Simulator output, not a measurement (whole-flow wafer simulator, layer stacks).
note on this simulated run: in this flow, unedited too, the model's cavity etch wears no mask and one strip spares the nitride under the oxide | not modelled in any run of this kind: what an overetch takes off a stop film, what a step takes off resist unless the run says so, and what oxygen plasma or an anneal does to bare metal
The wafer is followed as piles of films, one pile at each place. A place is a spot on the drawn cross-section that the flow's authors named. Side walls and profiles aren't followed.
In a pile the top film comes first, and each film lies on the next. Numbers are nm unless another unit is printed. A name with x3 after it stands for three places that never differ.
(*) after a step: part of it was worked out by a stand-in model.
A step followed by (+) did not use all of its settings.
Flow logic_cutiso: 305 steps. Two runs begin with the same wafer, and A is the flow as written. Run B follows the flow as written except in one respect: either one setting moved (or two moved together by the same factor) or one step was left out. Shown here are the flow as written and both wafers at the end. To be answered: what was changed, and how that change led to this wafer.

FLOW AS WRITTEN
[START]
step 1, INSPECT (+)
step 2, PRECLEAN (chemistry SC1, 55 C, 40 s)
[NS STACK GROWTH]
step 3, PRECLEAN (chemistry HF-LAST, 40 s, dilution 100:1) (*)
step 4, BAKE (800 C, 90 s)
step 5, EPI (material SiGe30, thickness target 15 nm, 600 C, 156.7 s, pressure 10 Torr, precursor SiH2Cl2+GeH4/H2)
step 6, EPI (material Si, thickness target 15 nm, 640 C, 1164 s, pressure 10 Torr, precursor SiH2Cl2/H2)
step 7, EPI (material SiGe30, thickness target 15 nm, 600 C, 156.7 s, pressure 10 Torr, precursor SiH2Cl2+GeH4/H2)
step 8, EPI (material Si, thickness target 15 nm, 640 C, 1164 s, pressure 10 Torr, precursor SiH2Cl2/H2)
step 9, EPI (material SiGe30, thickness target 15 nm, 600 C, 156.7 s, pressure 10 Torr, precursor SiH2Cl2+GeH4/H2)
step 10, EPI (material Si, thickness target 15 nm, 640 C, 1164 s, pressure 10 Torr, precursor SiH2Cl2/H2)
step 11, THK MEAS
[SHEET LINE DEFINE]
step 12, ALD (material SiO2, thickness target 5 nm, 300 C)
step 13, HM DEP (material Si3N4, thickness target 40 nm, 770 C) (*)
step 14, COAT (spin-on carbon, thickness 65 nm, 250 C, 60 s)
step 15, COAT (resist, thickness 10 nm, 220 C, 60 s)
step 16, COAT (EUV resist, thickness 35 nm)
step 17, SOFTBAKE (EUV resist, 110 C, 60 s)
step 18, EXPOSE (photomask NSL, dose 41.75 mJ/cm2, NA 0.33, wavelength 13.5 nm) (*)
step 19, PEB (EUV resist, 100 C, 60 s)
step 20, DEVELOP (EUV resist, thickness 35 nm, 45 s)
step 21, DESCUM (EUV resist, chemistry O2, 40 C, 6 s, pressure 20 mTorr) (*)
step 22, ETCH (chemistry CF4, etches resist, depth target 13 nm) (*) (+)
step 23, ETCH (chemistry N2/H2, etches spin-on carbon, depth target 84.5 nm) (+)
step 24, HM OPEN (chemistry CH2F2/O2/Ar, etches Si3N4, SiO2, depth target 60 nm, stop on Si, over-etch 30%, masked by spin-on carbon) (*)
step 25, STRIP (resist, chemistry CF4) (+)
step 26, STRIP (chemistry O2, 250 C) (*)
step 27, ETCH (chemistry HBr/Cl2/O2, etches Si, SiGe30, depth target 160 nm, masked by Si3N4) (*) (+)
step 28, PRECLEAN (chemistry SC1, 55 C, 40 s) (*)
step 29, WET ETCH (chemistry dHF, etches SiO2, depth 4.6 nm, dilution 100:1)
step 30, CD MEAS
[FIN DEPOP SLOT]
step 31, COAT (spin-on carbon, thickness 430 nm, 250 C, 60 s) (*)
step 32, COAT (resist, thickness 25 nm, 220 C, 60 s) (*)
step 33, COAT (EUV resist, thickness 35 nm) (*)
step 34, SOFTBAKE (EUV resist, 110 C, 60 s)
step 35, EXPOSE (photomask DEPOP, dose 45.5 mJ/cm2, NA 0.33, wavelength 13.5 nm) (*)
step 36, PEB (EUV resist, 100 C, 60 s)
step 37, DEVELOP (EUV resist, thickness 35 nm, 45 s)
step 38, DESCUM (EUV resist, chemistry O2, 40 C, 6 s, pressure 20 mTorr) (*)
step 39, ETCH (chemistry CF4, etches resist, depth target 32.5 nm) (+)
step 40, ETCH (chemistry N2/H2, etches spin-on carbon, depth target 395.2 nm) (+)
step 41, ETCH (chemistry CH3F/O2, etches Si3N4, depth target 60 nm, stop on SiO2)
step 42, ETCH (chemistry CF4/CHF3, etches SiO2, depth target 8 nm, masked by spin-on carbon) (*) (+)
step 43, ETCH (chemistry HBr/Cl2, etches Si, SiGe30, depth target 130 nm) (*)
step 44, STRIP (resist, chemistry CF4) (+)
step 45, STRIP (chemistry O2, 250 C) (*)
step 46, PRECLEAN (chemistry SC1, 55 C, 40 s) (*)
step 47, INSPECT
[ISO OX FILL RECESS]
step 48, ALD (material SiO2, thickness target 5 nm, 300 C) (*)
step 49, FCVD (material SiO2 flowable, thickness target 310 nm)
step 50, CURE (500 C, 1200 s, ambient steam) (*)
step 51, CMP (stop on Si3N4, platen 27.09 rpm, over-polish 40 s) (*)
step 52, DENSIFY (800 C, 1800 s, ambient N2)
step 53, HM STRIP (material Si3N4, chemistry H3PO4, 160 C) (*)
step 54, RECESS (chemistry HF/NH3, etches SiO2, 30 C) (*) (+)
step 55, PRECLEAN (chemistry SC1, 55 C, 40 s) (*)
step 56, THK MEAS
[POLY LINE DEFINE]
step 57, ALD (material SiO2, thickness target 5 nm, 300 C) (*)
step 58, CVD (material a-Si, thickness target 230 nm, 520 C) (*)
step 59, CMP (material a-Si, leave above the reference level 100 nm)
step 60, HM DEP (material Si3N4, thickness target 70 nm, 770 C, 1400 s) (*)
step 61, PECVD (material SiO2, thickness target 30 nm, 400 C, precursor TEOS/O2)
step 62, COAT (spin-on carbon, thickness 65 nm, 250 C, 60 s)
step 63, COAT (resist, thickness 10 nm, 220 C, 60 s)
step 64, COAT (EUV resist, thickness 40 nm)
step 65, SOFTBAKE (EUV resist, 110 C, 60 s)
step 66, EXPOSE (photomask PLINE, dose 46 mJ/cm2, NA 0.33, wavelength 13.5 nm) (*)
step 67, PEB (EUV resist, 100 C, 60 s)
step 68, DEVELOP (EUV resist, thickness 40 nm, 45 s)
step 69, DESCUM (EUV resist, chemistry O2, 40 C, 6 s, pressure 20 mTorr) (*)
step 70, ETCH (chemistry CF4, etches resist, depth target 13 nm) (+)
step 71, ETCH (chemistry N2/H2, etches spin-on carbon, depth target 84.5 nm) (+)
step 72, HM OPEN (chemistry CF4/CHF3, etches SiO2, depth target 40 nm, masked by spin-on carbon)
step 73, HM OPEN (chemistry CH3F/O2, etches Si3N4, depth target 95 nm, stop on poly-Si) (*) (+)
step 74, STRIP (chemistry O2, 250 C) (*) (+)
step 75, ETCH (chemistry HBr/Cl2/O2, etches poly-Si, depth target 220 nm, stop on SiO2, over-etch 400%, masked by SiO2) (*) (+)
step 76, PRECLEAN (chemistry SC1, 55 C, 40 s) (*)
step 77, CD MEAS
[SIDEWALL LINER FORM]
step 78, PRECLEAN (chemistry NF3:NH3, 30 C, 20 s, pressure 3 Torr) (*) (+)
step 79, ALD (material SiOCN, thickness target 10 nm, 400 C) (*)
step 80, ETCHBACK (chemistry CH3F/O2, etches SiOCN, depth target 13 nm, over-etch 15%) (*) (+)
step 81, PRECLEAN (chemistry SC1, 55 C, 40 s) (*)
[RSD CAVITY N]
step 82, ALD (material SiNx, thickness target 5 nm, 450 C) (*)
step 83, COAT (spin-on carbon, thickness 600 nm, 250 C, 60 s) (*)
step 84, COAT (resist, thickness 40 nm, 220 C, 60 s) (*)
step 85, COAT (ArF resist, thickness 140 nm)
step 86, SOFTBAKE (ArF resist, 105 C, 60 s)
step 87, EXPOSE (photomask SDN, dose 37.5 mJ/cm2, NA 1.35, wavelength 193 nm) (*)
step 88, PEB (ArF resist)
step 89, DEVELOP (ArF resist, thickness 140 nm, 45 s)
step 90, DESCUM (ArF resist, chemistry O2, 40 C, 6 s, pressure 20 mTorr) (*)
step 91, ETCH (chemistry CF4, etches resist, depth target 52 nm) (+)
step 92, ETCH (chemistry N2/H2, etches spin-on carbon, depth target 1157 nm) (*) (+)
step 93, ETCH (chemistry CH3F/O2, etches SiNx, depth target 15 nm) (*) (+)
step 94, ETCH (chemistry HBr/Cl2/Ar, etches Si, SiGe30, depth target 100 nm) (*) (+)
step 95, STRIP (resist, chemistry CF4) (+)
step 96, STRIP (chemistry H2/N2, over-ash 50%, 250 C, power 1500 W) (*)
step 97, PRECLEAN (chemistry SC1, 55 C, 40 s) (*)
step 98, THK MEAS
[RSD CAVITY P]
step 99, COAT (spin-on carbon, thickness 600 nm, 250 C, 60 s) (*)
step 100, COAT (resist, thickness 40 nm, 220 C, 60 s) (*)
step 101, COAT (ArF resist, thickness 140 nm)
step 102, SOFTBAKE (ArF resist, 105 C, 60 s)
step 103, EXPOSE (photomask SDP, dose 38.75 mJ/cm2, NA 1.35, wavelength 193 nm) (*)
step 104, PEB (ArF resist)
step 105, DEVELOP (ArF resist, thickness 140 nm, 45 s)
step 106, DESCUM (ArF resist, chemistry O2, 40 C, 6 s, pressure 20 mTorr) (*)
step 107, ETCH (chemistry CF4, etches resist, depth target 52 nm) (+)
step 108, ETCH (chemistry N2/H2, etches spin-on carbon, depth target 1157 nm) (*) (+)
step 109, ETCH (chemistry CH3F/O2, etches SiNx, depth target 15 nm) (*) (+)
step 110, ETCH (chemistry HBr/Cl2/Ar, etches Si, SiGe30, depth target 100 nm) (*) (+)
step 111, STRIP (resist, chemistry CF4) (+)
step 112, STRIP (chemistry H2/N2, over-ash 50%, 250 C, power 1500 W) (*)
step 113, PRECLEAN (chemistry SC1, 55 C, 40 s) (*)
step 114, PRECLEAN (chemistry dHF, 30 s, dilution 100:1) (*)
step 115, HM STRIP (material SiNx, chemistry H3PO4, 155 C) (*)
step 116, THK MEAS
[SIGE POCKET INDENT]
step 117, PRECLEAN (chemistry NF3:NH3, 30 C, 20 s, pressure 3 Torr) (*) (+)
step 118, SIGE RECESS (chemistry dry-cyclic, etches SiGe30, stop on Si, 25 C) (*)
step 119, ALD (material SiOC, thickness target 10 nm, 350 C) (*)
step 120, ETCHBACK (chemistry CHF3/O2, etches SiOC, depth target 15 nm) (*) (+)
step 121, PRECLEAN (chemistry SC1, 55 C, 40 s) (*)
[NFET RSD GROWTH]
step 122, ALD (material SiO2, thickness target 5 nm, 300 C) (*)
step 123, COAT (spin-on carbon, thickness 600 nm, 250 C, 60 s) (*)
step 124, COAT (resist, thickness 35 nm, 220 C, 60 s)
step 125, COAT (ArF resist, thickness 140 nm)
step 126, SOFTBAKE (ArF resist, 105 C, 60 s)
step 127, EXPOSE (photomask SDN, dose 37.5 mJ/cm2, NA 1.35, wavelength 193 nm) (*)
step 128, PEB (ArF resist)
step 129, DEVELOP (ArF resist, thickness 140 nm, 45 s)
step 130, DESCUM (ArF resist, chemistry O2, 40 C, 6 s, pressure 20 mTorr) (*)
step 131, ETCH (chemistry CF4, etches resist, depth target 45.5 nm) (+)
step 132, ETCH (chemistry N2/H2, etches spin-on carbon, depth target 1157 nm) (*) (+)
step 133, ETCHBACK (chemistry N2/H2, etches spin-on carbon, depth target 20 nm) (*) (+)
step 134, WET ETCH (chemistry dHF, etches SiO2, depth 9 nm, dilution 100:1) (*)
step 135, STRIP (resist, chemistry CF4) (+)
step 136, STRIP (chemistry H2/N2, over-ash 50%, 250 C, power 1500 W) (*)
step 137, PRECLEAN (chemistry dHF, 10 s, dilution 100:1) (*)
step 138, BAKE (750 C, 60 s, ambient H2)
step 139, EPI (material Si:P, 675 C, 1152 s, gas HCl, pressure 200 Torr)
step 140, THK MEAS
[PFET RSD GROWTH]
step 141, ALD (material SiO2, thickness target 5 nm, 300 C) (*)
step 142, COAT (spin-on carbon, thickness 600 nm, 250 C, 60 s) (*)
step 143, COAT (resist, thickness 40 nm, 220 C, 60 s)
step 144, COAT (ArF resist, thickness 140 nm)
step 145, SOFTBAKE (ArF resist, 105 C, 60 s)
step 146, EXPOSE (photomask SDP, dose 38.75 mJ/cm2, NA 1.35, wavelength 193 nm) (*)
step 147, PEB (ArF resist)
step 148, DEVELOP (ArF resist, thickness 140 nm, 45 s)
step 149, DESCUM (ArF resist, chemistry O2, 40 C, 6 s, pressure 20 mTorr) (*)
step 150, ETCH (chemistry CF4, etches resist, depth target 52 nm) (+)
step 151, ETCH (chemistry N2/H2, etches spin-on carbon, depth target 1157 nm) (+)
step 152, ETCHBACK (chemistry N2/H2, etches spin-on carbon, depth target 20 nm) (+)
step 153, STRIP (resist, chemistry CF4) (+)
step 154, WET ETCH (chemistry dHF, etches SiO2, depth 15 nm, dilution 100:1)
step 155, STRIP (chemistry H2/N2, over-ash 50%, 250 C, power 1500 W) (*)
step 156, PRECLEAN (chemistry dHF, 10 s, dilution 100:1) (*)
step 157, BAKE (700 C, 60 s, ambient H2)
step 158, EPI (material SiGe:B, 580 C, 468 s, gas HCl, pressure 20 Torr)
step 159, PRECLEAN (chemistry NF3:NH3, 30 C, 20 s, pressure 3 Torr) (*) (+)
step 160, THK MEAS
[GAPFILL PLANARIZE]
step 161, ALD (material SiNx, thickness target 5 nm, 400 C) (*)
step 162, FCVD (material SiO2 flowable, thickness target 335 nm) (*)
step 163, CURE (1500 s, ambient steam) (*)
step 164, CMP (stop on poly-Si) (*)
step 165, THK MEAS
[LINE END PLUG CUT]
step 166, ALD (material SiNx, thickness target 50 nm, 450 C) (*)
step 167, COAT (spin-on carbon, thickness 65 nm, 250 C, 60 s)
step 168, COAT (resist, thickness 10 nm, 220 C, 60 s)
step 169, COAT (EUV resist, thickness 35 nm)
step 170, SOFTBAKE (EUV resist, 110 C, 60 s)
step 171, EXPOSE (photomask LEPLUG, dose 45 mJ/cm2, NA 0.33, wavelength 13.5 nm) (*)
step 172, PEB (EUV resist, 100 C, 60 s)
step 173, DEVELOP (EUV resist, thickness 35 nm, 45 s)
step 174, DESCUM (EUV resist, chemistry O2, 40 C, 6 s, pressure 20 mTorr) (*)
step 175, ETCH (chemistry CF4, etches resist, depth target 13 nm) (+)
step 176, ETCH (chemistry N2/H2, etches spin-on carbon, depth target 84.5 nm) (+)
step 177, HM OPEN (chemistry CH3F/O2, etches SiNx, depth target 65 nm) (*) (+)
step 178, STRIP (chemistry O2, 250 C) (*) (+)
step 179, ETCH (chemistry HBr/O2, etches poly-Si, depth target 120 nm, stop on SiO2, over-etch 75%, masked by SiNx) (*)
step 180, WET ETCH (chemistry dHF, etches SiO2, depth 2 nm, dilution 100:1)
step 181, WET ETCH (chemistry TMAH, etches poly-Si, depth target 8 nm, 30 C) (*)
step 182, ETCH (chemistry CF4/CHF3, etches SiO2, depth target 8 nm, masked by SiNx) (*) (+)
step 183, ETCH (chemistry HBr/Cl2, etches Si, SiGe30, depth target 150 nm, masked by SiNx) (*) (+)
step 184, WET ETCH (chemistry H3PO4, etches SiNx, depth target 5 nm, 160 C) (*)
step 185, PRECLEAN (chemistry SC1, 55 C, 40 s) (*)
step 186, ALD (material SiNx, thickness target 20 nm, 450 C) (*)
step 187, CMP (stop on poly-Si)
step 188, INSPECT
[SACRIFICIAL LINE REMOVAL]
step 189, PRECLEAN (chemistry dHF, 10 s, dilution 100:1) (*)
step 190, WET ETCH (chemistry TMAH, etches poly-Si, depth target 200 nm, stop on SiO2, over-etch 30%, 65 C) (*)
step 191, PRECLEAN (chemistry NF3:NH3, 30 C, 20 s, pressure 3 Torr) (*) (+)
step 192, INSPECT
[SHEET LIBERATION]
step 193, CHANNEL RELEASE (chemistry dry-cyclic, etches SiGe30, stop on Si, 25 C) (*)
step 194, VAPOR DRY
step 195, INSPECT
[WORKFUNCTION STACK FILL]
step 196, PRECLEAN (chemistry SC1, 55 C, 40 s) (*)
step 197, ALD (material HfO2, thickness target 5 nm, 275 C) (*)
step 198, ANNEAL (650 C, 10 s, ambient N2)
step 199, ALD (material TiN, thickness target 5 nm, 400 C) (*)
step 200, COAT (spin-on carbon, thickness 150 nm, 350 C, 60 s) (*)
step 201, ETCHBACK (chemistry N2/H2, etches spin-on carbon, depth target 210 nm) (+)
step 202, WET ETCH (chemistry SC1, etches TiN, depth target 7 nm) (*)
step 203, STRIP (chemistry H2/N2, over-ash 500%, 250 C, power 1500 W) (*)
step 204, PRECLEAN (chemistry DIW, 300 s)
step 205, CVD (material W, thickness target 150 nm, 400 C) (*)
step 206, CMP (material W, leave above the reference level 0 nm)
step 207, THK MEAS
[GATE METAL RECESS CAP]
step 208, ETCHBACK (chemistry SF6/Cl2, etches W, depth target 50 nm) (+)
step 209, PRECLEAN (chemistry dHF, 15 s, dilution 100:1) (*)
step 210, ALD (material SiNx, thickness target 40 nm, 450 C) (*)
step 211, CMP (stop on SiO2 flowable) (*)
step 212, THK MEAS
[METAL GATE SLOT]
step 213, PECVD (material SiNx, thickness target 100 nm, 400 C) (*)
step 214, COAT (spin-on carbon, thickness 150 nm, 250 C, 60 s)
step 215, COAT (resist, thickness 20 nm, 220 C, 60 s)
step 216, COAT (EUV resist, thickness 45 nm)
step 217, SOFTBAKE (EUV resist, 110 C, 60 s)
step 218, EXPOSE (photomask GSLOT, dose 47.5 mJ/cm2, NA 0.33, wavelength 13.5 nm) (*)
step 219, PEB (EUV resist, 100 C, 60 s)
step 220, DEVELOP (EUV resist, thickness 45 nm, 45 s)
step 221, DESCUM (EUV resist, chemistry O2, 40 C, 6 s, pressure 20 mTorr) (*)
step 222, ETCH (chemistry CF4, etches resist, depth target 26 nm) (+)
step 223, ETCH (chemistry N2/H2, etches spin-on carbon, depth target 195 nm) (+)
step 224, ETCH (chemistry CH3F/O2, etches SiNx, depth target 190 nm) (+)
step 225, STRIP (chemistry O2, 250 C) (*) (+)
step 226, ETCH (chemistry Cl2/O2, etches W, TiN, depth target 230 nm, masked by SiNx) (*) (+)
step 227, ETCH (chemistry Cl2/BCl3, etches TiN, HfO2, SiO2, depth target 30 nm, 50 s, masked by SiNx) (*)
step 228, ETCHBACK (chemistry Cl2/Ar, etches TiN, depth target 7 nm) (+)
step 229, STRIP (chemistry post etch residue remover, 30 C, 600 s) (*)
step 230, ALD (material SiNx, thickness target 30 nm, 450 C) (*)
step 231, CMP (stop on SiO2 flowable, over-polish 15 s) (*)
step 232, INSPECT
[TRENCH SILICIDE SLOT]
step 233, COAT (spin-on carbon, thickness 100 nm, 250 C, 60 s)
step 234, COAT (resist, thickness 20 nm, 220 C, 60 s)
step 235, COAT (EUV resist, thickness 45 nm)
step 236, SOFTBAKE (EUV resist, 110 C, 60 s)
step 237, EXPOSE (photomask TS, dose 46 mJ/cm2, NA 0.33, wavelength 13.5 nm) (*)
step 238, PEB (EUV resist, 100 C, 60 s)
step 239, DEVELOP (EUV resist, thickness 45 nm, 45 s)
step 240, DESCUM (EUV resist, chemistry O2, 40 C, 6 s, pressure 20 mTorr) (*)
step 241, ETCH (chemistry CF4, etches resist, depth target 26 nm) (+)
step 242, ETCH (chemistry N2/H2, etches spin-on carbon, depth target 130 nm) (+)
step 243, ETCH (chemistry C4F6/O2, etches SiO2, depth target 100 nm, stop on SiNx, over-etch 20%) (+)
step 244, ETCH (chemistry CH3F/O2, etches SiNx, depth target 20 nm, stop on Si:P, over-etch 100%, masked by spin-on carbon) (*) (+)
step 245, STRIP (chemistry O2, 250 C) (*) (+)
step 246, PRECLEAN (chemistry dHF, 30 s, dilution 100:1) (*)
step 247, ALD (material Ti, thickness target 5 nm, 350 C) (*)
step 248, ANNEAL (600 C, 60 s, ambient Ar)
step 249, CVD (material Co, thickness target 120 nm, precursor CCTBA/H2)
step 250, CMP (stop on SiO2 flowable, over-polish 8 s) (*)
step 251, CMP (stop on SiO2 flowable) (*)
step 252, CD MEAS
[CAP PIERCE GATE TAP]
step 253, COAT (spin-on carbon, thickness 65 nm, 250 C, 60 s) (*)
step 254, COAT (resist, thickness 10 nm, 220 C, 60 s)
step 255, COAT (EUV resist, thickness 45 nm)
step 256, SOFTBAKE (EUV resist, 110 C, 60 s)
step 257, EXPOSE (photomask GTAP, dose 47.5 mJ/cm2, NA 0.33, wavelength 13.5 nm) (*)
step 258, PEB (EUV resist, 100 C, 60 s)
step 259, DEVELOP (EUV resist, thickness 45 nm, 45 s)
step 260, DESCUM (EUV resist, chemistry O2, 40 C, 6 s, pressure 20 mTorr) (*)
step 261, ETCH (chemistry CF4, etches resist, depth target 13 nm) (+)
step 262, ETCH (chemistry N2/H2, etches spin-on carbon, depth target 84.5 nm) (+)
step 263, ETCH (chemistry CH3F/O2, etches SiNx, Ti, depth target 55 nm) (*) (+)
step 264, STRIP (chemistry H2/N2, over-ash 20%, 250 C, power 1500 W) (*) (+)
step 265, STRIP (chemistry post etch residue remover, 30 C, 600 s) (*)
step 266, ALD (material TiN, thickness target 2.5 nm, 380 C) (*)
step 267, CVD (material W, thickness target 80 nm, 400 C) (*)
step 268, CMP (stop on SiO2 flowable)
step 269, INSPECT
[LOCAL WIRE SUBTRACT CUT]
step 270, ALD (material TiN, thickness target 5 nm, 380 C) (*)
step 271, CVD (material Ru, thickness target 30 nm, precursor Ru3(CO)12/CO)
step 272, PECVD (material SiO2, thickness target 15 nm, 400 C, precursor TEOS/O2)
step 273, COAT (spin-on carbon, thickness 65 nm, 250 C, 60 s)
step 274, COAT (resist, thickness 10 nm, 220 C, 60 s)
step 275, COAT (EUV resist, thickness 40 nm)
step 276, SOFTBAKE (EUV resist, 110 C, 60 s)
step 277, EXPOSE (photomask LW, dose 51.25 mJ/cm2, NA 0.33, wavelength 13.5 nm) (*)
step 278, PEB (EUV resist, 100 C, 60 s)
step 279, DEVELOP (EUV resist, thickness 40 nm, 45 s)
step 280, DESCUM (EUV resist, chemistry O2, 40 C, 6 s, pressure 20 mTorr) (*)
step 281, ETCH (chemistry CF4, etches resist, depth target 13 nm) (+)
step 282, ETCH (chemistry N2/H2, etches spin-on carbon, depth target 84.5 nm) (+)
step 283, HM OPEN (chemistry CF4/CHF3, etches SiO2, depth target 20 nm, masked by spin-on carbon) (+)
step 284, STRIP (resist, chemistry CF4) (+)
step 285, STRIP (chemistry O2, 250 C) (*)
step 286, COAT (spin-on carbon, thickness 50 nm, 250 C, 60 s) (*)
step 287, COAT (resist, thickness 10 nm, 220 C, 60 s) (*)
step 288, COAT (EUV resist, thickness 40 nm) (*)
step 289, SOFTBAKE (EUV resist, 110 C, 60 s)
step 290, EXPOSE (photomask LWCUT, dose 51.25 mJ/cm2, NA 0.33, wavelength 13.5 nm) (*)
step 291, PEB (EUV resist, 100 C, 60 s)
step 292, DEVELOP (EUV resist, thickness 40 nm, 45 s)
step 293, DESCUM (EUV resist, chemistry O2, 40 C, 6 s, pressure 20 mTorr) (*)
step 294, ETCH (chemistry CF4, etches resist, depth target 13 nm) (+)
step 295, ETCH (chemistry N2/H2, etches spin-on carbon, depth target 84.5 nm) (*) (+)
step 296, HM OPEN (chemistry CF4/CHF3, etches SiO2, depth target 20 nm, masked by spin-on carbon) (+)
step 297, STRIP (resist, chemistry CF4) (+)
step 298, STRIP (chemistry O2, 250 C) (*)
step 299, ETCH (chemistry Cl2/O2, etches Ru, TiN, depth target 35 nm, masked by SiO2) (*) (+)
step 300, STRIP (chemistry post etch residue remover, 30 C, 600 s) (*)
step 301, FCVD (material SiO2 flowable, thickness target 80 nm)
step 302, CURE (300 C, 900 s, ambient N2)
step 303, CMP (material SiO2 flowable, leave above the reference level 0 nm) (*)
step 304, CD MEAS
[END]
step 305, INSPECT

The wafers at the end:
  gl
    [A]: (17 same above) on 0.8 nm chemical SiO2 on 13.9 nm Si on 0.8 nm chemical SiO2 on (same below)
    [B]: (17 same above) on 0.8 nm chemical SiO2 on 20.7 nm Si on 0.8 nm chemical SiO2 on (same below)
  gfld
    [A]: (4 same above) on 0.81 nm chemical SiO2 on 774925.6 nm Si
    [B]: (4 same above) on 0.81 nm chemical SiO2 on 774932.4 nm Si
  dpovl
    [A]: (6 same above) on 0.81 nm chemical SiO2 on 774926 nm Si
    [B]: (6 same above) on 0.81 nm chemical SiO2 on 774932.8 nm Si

What caused this: step 6, EPI: 1688 s was run, while the flow as written has 1164 s.

How this came from the change, step by step:
  step 6, EPI (material Si, thickness target 15 nm, 640 C, 1164 s, pressure 10 Torr, precursor SiH2Cl2/H2)
      depop, dpovl, gfld and 19 more: A +15 Si (new film) | B +21.8 Si (new film)
  step 27, ETCH (chemistry HBr/Cl2/O2, etches Si, SiGe30, depth target 160 nm, masked by Si3N4) (*) (+)
      gfld, gxf, iso, lnri: A -0.79 chemical SiO2 (all of it), -11.4 Si (all of it), -15 SiGe30 (all of it), -15 Si (all of it), -15 SiGe30 (all of it), -15 Si (all of it), -15 SiGe30 (all of it), -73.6 Si | B -0.79 chemical SiO2 (all of it), -11.4 Si (all of it), -15 SiGe30 (all of it), -15 Si (all of it), -15 SiGe30 (all of it), -21.8 Si (all of it), -15 SiGe30 (all of it), -66.9 Si
      dpovl, nsgap: A -0.79 chemical SiO2 (all of it), -11.8 Si (all of it), -15 SiGe30 (all of it), -15 Si (all of it), -15 SiGe30 (all of it), -15 Si (all of it), -15 SiGe30 (all of it), -73.2 Si | B -0.79 chemical SiO2 (all of it), -11.8 Si (all of it), -15 SiGe30 (all of it), -15 Si (all of it), -15 SiGe30 (all of it), -21.8 Si (all of it), -15 SiGe30 (all of it), -66.5 Si
      (also at 1 further place)
  step 43, ETCH (chemistry HBr/Cl2, etches Si, SiGe30, depth target 130 nm) (*)
      depop: A -14 Si (all of it), -15 SiGe30 (all of it), -15 Si (all of it), -15 SiGe30 (all of it), -15 Si (all of it), -15 SiGe30 (all of it), -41 Si | B -14 Si (all of it), -15 SiGe30 (all of it), -15 Si (all of it), -15 SiGe30 (all of it), -21.8 Si (all of it), -15 SiGe30 (all of it), -34.2 Si
  step 94, ETCH (chemistry HBr/Cl2/Ar, etches Si, SiGe30, depth target 100 nm) (*) (+)
      rsdn, rsdx: A -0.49 chemical SiO2 (all of it), -12.8 Si (all of it), -15 SiGe30 (all of it), -15 Si (all of it), -15 SiGe30 (all of it), -15 Si (all of it), -15 SiGe30 (all of it), -12.2 Si | B -0.49 chemical SiO2 (all of it), -12.8 Si (all of it), -15 SiGe30 (all of it), -15 Si (all of it), -15 SiGe30 (all of it), -21.8 Si (all of it), -15 SiGe30 (all of it), -5.41 Si
  step 110, ETCH (chemistry HBr/Cl2/Ar, etches Si, SiGe30, depth target 100 nm) (*) (+)
      rsdp, rsdw: A -0.49 chemical SiO2 (all of it), -12.8 Si (all of it), -15 SiGe30 (all of it), -15 Si (all of it), -15 SiGe30 (all of it), -15 Si (all of it), -15 SiGe30 (all of it), -12.2 Si | B -0.49 chemical SiO2 (all of it), -12.8 Si (all of it), -15 SiGe30 (all of it), -15 Si (all of it), -15 SiGe30 (all of it), -21.8 Si (all of it), -15 SiGe30 (all of it), -5.41 Si
  step 183, ETCH (chemistry HBr/Cl2, etches Si, SiGe30, depth target 150 nm, masked by SiNx) (*) (+)
      plug: A -13.6 Si (all of it), -15 SiGe30 (all of it), -15 Si (all of it), -15 SiGe30 (all of it), -15 Si (all of it), -15 SiGe30 (all of it), -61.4 Si | B -13.6 Si (all of it), -15 SiGe30 (all of it), -15 Si (all of it), -15 SiGe30 (all of it), -21.8 Si (all of it), -15 SiGe30 (all of it), -54.7 Si
